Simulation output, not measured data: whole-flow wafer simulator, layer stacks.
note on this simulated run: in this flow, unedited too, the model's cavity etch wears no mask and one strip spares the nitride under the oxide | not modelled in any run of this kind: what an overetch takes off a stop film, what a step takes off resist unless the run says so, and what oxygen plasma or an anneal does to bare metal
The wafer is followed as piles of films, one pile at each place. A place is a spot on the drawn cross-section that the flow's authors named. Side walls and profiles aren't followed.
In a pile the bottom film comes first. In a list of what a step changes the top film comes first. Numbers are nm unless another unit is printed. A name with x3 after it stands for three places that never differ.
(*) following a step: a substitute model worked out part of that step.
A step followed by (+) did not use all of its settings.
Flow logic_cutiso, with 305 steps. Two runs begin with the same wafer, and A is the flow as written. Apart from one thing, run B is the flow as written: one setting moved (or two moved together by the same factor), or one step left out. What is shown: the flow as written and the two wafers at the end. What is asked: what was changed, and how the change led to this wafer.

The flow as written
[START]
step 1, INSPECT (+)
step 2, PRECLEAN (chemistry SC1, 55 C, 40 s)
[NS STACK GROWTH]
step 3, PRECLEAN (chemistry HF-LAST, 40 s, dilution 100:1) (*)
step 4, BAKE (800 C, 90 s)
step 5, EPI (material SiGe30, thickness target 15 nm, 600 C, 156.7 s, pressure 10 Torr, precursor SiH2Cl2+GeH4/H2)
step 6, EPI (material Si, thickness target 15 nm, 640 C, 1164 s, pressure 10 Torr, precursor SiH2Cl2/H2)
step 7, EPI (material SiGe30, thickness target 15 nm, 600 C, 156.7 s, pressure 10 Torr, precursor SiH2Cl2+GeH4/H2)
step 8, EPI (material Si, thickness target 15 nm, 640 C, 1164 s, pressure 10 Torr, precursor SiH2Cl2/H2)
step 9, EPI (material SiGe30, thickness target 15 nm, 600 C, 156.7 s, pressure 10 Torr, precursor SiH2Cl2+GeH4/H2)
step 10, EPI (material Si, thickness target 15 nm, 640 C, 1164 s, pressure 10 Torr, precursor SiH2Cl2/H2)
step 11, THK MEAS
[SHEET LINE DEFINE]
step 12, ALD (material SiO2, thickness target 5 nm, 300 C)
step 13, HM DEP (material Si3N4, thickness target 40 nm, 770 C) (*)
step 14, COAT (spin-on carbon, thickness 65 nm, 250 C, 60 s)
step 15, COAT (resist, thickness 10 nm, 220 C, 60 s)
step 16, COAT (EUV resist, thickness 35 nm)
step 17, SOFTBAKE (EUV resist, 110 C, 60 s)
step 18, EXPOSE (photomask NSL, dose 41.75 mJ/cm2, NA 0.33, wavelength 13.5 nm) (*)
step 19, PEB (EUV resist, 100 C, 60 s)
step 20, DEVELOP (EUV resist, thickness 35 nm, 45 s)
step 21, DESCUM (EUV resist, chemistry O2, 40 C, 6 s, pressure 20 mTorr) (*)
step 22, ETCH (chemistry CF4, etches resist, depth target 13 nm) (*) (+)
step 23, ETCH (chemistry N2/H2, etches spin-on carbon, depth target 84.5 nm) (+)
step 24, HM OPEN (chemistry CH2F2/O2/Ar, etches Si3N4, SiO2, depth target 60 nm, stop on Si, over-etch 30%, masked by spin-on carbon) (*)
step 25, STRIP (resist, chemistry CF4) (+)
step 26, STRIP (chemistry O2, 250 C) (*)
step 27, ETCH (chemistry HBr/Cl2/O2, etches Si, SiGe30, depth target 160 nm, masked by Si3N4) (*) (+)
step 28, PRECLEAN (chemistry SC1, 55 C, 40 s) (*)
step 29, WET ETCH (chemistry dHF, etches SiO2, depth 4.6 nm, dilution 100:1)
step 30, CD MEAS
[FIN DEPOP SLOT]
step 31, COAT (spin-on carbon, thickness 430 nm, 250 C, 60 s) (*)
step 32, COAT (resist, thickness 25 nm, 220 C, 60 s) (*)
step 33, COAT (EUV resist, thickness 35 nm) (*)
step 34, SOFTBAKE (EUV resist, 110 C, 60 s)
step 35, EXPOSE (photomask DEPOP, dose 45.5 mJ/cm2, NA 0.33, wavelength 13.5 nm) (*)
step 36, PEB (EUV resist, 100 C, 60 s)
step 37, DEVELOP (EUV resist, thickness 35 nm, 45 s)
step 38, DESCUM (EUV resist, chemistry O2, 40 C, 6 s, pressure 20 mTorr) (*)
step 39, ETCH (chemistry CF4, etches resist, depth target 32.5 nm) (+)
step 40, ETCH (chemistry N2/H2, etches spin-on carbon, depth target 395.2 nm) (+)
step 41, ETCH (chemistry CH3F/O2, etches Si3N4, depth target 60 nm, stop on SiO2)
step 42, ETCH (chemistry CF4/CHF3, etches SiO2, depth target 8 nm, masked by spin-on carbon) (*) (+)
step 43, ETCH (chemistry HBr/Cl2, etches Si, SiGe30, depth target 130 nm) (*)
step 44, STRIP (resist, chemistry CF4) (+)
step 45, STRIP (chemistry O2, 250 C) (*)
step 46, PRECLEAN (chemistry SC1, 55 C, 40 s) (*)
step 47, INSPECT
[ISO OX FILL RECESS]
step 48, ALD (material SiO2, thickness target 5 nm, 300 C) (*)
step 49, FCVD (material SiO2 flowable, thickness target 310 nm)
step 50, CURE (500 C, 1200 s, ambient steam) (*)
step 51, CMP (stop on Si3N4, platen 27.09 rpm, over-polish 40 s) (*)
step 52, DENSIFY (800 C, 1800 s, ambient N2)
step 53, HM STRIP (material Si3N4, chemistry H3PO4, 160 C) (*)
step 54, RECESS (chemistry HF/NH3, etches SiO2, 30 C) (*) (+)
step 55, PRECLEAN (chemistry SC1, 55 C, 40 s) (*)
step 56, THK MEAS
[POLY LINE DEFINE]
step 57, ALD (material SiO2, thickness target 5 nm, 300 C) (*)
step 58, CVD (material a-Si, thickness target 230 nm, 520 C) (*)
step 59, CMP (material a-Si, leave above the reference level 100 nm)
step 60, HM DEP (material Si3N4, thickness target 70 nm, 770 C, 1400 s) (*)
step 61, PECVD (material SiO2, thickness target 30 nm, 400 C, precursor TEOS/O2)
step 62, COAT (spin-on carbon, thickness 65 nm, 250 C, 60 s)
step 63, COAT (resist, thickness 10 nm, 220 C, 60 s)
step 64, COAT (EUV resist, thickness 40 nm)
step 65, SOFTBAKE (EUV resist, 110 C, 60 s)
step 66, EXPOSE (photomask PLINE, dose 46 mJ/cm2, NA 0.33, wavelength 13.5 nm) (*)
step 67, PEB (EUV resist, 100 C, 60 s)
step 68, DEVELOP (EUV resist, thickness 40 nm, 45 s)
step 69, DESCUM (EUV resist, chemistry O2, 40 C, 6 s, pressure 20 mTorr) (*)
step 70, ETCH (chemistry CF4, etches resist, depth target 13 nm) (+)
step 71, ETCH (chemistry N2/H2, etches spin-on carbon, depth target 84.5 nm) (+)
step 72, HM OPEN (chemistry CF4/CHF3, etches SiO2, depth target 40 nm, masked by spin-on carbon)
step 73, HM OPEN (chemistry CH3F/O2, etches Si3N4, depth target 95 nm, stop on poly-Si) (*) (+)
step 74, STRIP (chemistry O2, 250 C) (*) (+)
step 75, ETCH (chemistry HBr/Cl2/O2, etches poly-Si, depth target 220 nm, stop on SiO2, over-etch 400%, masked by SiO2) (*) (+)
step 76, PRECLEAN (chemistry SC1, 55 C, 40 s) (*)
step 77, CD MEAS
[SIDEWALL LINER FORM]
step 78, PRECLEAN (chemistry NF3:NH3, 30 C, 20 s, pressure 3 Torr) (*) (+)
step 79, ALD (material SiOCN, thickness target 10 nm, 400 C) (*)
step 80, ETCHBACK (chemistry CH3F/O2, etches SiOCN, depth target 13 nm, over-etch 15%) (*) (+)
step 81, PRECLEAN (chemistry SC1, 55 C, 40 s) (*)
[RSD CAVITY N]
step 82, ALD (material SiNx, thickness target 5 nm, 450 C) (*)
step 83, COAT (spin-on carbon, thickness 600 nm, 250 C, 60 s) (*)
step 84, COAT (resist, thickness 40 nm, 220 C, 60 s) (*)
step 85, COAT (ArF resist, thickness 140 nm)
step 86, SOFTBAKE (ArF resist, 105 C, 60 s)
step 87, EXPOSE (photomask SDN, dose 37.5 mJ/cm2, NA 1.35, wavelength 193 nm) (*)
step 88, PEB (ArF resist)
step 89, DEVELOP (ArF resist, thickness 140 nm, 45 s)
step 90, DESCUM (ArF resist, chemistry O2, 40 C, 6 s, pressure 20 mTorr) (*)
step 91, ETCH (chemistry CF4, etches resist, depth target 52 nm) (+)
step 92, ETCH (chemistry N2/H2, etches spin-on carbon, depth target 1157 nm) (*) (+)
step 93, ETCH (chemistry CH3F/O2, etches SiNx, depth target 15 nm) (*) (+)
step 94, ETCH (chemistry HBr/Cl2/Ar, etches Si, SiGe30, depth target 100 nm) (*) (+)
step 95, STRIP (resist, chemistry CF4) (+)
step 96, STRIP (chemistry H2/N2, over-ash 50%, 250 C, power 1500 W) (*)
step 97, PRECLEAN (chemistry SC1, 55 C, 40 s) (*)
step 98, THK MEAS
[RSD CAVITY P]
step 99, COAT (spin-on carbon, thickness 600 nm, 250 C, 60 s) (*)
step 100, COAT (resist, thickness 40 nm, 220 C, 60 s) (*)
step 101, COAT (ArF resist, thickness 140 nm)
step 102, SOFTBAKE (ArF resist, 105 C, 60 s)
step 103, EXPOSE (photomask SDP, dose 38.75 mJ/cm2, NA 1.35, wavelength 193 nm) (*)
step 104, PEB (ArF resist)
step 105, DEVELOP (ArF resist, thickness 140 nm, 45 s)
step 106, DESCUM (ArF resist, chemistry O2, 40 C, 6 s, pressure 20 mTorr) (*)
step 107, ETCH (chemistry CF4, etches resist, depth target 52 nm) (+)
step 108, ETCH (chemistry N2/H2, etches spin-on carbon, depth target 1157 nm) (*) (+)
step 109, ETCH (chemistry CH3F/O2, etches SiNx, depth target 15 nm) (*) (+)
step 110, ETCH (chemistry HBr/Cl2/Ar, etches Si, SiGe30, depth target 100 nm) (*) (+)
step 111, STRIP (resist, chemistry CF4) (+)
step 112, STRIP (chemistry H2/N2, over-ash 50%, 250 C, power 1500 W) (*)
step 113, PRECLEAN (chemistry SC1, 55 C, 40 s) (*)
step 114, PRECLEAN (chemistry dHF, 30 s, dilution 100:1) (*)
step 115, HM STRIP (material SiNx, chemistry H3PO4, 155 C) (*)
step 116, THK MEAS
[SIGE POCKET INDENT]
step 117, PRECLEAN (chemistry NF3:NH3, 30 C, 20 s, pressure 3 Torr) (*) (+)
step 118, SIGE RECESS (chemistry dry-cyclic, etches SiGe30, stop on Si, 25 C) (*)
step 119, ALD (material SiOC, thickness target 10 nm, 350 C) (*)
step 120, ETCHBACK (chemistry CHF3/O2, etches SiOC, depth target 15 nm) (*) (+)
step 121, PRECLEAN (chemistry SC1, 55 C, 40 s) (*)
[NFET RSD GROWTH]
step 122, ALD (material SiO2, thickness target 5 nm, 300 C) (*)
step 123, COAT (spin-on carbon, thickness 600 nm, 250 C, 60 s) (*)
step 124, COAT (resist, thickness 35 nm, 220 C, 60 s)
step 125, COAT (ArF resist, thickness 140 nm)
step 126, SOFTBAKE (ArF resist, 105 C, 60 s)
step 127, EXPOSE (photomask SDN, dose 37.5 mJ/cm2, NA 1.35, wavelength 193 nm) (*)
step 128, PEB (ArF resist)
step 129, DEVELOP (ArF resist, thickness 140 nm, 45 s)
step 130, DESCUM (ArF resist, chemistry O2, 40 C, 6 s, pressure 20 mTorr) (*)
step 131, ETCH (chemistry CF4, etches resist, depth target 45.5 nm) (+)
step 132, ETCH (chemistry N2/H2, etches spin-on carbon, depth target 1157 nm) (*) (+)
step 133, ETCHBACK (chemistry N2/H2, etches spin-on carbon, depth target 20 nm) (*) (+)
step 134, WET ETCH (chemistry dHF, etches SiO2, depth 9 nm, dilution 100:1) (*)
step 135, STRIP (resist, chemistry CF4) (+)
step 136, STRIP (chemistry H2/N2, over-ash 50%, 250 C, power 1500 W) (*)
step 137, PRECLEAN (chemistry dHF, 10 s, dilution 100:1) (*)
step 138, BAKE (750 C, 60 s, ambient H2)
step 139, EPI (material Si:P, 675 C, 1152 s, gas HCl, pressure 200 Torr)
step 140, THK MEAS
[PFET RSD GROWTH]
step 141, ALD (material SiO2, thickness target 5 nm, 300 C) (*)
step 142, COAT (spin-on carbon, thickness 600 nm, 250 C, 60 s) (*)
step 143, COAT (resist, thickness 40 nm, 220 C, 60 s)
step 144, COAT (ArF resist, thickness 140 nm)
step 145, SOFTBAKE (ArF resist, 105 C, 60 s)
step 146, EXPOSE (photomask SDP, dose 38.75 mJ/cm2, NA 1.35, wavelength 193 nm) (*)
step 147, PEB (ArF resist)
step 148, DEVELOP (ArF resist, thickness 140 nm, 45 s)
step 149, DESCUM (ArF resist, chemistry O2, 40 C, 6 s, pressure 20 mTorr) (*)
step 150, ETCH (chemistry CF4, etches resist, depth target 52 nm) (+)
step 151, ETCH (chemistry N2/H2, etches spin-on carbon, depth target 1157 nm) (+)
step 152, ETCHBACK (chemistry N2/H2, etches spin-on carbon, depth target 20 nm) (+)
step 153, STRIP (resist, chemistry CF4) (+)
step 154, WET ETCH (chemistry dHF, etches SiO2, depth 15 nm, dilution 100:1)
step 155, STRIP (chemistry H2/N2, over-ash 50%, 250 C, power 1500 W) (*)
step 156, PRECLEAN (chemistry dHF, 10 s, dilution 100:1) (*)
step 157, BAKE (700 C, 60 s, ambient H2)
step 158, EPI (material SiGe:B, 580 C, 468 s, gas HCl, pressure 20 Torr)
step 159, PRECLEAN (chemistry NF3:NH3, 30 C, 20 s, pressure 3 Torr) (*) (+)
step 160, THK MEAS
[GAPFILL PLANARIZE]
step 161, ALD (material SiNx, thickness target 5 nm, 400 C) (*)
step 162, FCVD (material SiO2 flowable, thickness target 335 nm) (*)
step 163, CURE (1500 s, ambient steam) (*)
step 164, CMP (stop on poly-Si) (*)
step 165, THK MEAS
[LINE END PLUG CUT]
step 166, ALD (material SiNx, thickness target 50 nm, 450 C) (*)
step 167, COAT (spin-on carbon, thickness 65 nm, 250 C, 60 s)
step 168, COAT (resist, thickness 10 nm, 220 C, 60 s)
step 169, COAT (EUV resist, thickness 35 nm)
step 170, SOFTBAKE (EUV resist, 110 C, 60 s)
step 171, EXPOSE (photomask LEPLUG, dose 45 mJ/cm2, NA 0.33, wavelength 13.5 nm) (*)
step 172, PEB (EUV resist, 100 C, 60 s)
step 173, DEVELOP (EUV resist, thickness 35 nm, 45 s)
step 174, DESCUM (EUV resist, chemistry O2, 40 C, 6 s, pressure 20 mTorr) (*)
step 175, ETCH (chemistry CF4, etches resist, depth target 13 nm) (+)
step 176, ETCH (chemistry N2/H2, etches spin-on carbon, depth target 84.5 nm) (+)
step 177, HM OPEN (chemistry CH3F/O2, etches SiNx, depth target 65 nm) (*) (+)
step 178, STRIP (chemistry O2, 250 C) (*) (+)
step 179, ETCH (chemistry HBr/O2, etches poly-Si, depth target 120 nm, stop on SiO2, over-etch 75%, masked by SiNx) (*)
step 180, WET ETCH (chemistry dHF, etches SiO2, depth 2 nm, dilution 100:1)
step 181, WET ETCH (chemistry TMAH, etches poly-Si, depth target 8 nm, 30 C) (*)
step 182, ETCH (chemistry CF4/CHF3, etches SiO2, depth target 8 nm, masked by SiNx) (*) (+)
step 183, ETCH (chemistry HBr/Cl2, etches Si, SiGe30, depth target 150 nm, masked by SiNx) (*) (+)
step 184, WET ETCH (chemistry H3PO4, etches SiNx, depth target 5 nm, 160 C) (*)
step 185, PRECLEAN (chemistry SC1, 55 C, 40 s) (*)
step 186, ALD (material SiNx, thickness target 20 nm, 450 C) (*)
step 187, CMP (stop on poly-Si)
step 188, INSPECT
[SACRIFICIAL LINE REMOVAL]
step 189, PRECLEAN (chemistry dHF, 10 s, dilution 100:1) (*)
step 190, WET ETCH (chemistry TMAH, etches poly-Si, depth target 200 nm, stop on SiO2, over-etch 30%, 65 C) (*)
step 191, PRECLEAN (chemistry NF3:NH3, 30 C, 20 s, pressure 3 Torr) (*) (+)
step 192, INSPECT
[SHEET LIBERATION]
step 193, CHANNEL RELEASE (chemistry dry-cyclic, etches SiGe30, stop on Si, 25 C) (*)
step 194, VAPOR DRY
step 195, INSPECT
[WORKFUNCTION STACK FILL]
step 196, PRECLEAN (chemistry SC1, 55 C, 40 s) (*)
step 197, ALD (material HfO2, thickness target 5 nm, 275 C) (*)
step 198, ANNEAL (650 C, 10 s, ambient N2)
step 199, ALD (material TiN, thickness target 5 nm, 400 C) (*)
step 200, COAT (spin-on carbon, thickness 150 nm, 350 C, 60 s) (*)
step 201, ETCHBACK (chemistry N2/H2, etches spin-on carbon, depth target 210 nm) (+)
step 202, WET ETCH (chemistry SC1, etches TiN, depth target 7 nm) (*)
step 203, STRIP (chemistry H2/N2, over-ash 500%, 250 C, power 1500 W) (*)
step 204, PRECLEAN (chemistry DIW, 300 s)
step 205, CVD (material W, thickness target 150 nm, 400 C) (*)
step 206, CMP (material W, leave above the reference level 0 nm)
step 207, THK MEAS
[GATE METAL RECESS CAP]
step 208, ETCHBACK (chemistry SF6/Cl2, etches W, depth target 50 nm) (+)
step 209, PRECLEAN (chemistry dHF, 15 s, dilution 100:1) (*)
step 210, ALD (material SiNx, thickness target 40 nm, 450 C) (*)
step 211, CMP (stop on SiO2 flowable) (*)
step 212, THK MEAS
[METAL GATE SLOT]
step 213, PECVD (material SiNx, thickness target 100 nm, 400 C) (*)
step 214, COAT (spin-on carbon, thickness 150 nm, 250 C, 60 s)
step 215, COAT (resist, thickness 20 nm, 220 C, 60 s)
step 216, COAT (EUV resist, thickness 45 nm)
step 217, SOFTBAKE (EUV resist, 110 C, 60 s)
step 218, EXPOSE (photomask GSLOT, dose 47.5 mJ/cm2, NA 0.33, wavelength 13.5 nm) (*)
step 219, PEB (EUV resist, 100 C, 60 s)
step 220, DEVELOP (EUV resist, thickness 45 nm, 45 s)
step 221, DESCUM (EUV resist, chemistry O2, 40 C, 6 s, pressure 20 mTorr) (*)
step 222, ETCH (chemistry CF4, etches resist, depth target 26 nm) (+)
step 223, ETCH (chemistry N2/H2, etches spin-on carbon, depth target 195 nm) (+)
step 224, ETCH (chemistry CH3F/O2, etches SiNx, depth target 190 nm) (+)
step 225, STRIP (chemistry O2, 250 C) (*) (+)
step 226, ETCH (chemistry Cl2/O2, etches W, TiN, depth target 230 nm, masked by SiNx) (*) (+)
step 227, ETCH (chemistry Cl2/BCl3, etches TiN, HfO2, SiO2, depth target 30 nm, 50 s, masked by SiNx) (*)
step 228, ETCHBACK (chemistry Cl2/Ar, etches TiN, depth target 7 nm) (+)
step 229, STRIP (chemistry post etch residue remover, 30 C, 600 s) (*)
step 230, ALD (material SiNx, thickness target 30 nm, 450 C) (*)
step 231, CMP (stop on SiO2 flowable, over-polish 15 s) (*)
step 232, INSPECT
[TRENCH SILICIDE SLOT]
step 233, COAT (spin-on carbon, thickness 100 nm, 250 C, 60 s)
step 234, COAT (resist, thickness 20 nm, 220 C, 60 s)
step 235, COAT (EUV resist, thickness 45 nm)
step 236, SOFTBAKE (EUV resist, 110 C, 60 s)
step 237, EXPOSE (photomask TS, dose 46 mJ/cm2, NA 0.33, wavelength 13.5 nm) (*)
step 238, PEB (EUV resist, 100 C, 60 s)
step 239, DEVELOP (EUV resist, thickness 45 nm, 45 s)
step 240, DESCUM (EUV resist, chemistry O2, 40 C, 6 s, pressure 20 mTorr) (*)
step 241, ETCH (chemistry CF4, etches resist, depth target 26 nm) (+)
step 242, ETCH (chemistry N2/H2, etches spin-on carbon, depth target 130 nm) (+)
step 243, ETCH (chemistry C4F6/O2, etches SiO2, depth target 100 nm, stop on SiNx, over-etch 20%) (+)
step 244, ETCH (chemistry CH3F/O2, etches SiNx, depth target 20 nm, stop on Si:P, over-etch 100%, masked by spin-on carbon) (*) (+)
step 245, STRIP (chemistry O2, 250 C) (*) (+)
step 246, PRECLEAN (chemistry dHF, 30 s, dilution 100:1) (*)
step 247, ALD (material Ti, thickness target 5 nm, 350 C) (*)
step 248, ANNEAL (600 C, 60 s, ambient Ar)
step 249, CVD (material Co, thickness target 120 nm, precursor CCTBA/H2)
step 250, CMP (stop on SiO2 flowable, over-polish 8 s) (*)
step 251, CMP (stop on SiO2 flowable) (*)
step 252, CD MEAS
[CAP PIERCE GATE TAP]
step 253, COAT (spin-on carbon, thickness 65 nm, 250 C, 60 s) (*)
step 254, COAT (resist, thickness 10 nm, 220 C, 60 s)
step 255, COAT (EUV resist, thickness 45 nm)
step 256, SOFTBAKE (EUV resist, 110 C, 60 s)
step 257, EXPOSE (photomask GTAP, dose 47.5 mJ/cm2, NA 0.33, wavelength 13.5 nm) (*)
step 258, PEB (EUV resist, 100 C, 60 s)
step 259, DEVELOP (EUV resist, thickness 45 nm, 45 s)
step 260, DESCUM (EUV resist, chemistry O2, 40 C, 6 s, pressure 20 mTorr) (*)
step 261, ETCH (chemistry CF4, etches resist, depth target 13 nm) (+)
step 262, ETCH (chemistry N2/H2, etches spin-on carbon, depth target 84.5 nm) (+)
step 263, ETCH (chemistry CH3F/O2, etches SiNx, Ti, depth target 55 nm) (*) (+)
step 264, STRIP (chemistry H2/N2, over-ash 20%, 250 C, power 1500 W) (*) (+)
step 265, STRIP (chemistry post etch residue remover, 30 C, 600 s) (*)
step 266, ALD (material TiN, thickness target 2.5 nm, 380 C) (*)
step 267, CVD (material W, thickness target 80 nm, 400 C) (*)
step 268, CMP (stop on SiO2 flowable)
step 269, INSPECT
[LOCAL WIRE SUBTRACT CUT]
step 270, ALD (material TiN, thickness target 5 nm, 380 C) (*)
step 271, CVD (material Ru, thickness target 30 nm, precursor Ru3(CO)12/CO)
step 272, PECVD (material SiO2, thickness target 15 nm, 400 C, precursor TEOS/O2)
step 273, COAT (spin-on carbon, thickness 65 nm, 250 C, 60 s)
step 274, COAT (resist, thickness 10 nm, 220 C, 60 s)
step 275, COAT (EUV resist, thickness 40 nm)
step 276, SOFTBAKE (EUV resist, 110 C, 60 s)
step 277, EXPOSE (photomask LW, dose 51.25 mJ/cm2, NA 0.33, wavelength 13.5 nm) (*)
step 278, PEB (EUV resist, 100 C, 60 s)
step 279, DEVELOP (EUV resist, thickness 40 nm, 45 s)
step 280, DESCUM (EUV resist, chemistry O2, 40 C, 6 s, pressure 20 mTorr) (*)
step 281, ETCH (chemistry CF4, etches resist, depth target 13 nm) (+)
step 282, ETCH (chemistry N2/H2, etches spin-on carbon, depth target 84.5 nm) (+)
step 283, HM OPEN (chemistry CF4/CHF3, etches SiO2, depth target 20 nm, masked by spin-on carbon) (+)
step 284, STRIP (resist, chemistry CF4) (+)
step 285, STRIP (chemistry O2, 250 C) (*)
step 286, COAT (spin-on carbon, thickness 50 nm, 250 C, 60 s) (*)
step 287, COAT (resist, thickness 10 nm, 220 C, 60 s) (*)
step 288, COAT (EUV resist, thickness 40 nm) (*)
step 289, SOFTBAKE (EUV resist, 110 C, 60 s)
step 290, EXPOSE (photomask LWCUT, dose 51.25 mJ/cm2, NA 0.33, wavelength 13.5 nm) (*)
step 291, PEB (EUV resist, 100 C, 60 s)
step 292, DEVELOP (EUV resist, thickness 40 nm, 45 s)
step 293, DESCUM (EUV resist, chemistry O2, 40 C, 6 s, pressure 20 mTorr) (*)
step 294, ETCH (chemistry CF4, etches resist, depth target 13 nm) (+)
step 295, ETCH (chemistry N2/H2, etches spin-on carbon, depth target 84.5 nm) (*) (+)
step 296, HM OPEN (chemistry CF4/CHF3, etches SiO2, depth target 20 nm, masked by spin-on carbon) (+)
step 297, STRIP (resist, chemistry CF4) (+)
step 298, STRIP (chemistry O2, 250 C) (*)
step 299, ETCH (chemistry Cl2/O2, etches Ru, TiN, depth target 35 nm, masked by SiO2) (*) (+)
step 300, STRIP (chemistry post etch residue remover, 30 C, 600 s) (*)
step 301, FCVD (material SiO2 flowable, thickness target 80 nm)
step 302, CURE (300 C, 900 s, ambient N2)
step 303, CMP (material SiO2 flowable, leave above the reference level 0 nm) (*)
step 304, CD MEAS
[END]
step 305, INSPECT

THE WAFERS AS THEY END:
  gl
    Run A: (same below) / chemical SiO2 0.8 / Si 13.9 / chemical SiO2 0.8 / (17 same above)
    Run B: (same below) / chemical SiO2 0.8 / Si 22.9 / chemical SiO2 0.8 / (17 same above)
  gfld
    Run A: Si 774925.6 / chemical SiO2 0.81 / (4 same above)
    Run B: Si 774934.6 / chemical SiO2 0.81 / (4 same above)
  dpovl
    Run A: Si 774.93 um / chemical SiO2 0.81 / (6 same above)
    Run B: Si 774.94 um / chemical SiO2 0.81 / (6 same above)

What caused this: step 6, EPI: 1863 s was run, though the flow has 1164 s.

Step by step, how the change led to this:
  step 6, EPI (material Si, thickness target 15 nm, 640 C, 1164 s, pressure 10 Torr, precursor SiH2Cl2/H2)
      depop, dpovl, gfld and 19 more: A Si gains 15 (new film) | B Si gains 24 (new film)
  step 27, ETCH (chemistry HBr/Cl2/O2, etches Si, SiGe30, depth target 160 nm, masked by Si3N4) (*) (+)
      gfld, gxf, iso, lnri: A chemical SiO2 loses 0.79 (all of it), Si loses 11.4 (all of it), SiGe30 loses 15 (all of it), Si loses 15 (all of it), SiGe30 loses 15 (all of it), Si loses 15 (all of it), SiGe30 loses 15 (all of it), Si loses 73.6 | B chemical SiO2 loses 0.79 (all of it), Si loses 11.4 (all of it), SiGe30 loses 15 (all of it), Si loses 15 (all of it), SiGe30 loses 15 (all of it), Si loses 24 (all of it), SiGe30 loses 15 (all of it), Si loses 64.6
      dpovl, nsgap: A chemical SiO2 loses 0.79 (all of it), Si loses 11.8 (all of it), SiGe30 loses 15 (all of it), Si loses 15 (all of it), SiGe30 loses 15 (all of it), Si loses 15 (all of it), SiGe30 loses 15 (all of it), Si loses 73.2 | B chemical SiO2 loses 0.79 (all of it), Si loses 11.8 (all of it), SiGe30 loses 15 (all of it), Si loses 15 (all of it), SiGe30 loses 15 (all of it), Si loses 24 (all of it), SiGe30 loses 15 (all of it), Si loses 64.2
      (and at 1 other place as well)
  step 43, ETCH (chemistry HBr/Cl2, etches Si, SiGe30, depth target 130 nm) (*)
      depop: A Si loses 14 (all of it), SiGe30 loses 15 (all of it), Si loses 15 (all of it), SiGe30 loses 15 (all of it), Si loses 15 (all of it), SiGe30 loses 15 (all of it), Si loses 41 | B Si loses 14 (all of it), SiGe30 loses 15 (all of it), Si loses 15 (all of it), SiGe30 loses 15 (all of it), Si loses 24 (all of it), SiGe30 loses 15 (all of it), Si loses 32
  step 94, ETCH (chemistry HBr/Cl2/Ar, etches Si, SiGe30, depth target 100 nm) (*) (+)
      rsdn, rsdx: A chemical SiO2 loses 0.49 (all of it), Si loses 12.8 (all of it), SiGe30 loses 15 (all of it), Si loses 15 (all of it), SiGe30 loses 15 (all of it), Si loses 15 (all of it), SiGe30 loses 15 (all of it), Si loses 12.2 | B chemical SiO2 loses 0.49 (all of it), Si loses 12.8 (all of it), SiGe30 loses 15 (all of it), Si loses 15 (all of it), SiGe30 loses 15 (all of it), Si loses 24 (all of it), SiGe30 loses 15 (all of it), Si loses 3.16
  step 110, ETCH (chemistry HBr/Cl2/Ar, etches Si, SiGe30, depth target 100 nm) (*) (+)
      rsdp, rsdw: A chemical SiO2 loses 0.49 (all of it), Si loses 12.8 (all of it), SiGe30 loses 15 (all of it), Si loses 15 (all of it), SiGe30 loses 15 (all of it), Si loses 15 (all of it), SiGe30 loses 15 (all of it), Si loses 12.2 | B chemical SiO2 loses 0.49 (all of it), Si loses 12.8 (all of it), SiGe30 loses 15 (all of it), Si loses 15 (all of it), SiGe30 loses 15 (all of it), Si loses 24 (all of it), SiGe30 loses 15 (all of it), Si loses 3.16
  step 183, ETCH (chemistry HBr/Cl2, etches Si, SiGe30, depth target 150 nm, masked by SiNx) (*) (+)
      plug: A Si loses 13.6 (all of it), SiGe30 loses 15 (all of it), Si loses 15 (all of it), SiGe30 loses 15 (all of it), Si loses 15 (all of it), SiGe30 loses 15 (all of it), Si loses 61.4 | B Si loses 13.6 (all of it), SiGe30 loses 15 (all of it), Si loses 15 (all of it), SiGe30 loses 15 (all of it), Si loses 24 (all of it), SiGe30 loses 15 (all of it), Si loses 52.4
